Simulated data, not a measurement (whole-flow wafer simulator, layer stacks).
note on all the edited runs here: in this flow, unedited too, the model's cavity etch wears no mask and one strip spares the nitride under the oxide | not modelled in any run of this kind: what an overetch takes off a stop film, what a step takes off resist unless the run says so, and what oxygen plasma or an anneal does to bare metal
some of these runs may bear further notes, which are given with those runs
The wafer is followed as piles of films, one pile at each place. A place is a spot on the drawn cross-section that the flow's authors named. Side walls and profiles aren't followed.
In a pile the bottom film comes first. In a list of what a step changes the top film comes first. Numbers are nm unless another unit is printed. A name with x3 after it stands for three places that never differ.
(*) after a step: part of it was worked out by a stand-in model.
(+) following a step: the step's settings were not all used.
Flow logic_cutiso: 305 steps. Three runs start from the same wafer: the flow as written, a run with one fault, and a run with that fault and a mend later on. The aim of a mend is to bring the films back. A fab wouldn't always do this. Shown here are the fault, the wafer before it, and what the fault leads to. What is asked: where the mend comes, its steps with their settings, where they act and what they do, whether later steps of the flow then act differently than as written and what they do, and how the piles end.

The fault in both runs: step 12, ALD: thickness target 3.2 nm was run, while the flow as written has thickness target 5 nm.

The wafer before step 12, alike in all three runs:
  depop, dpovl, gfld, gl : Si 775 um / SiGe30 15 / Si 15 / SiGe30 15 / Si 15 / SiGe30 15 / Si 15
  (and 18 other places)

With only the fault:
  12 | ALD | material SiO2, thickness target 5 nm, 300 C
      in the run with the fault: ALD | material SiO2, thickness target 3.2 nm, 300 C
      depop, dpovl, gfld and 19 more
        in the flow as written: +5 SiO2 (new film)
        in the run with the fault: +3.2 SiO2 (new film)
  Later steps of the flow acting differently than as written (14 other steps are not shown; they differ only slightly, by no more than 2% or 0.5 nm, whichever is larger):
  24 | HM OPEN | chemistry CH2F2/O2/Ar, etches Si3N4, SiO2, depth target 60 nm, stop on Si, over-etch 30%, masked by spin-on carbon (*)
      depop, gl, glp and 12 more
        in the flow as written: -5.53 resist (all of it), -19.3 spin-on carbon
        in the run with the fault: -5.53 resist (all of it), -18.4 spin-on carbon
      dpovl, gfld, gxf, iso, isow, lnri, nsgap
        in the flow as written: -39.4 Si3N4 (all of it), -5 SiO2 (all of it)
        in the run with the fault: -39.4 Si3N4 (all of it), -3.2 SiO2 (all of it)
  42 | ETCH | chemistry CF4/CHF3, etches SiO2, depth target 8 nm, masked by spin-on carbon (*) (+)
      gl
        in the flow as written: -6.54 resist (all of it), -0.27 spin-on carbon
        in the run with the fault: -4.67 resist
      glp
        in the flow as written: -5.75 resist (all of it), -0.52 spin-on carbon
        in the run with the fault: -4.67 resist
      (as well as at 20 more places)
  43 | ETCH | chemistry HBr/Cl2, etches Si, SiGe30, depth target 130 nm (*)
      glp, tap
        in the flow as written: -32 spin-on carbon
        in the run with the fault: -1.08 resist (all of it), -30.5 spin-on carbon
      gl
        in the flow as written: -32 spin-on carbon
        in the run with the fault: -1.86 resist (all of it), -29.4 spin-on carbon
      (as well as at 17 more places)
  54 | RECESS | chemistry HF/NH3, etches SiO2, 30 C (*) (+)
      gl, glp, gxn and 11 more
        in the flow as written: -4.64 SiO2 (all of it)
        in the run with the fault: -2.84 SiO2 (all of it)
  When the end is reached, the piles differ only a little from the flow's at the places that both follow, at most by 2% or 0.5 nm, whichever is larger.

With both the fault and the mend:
  The mend stands after step 12.
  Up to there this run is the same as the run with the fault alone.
  12a | ALD | material SiO2, thickness target 1.8 nm, 300 C (*) (the flow's step 12, run once more with other settings)
      depop, dpovl, gfld and 19 more
        +1.8 SiO2
  Every later step of the flow that is run acts as written at every place that is followed.
  At every place that both follow, the piles at the end match the flow's.
